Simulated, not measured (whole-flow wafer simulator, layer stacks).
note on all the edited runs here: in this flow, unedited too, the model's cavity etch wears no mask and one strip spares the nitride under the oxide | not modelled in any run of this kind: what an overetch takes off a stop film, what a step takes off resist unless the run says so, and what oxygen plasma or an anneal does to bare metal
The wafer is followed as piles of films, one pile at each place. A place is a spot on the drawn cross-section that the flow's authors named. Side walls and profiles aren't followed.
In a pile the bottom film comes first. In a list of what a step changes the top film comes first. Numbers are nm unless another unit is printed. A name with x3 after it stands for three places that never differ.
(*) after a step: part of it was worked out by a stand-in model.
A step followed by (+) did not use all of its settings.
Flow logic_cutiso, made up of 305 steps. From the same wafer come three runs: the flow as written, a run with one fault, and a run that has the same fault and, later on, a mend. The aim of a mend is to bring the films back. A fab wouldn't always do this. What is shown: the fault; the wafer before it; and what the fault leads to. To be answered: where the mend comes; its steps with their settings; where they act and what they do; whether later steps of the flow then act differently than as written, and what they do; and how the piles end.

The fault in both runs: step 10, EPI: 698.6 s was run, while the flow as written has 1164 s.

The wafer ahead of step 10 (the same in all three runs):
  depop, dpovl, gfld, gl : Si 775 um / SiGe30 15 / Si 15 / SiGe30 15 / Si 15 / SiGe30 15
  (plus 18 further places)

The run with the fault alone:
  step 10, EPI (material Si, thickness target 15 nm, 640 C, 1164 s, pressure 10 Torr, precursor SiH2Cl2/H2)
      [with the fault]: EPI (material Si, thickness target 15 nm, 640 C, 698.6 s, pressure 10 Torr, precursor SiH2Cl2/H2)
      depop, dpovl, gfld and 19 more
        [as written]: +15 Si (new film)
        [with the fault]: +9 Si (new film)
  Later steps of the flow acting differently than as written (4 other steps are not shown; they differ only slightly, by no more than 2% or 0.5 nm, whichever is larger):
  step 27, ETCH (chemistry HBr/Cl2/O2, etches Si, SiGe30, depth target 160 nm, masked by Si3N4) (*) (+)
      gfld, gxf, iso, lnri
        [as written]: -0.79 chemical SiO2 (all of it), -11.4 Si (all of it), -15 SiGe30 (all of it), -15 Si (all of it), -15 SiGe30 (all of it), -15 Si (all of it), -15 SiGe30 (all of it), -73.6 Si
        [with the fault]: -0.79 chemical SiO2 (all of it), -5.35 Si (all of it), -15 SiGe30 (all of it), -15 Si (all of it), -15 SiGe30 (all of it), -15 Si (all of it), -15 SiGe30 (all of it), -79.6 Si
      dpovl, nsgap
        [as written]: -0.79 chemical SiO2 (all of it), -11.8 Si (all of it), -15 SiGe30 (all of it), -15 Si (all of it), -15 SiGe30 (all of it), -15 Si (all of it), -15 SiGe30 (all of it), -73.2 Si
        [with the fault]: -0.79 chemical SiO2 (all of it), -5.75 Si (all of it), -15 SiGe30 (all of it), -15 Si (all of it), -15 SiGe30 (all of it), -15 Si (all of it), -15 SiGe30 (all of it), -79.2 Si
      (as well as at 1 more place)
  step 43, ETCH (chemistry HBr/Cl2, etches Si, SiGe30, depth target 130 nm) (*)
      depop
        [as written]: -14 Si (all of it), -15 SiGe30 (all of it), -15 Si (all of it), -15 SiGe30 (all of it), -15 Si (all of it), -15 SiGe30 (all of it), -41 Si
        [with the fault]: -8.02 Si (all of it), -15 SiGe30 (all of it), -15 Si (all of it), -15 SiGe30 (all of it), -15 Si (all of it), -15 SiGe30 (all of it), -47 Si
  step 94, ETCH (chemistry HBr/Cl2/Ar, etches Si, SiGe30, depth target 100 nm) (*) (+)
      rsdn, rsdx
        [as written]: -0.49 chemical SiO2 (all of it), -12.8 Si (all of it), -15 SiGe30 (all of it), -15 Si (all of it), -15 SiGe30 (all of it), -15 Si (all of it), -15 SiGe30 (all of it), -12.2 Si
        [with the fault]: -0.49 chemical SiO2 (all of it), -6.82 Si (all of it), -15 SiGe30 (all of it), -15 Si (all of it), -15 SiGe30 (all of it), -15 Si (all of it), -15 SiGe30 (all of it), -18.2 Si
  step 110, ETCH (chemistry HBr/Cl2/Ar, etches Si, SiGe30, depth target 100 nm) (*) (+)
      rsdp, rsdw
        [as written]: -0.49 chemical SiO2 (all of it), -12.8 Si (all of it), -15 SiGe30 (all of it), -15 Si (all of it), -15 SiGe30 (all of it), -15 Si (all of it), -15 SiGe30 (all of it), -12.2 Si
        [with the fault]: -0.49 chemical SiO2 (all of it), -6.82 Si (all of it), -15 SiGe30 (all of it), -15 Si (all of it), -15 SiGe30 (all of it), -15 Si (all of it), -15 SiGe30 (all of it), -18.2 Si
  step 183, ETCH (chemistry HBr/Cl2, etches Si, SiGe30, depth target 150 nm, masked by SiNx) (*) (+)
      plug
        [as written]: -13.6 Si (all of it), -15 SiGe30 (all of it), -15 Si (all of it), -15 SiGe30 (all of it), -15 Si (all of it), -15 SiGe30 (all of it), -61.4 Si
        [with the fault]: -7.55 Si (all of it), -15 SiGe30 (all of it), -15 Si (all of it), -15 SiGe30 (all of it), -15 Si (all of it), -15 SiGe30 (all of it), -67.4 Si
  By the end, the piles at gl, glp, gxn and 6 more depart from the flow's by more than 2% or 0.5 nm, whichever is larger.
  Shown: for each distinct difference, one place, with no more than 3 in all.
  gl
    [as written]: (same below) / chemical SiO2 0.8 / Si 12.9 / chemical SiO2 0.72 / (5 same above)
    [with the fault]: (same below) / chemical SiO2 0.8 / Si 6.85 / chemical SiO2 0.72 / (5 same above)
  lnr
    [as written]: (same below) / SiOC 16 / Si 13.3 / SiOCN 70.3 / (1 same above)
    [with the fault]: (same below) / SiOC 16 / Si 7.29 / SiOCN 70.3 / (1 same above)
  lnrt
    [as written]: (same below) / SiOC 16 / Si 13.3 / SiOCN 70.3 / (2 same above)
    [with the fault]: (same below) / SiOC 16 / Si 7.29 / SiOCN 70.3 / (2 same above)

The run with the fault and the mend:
  The mend stands after step 11.
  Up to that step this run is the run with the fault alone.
  step 11a, EPI (material Si, thickness target 15 nm, 640 C, 465.8 s, pressure 10 Torr, precursor SiH2Cl2/H2) (a further turn of the flow's step 10, with different settings)
      depop, dpovl, gfld and 19 more
        +6 Si
  Every later step of the flow that is run acts as written at every place that is followed.
  By the end, the piles equal the flow's at every place that both follow.
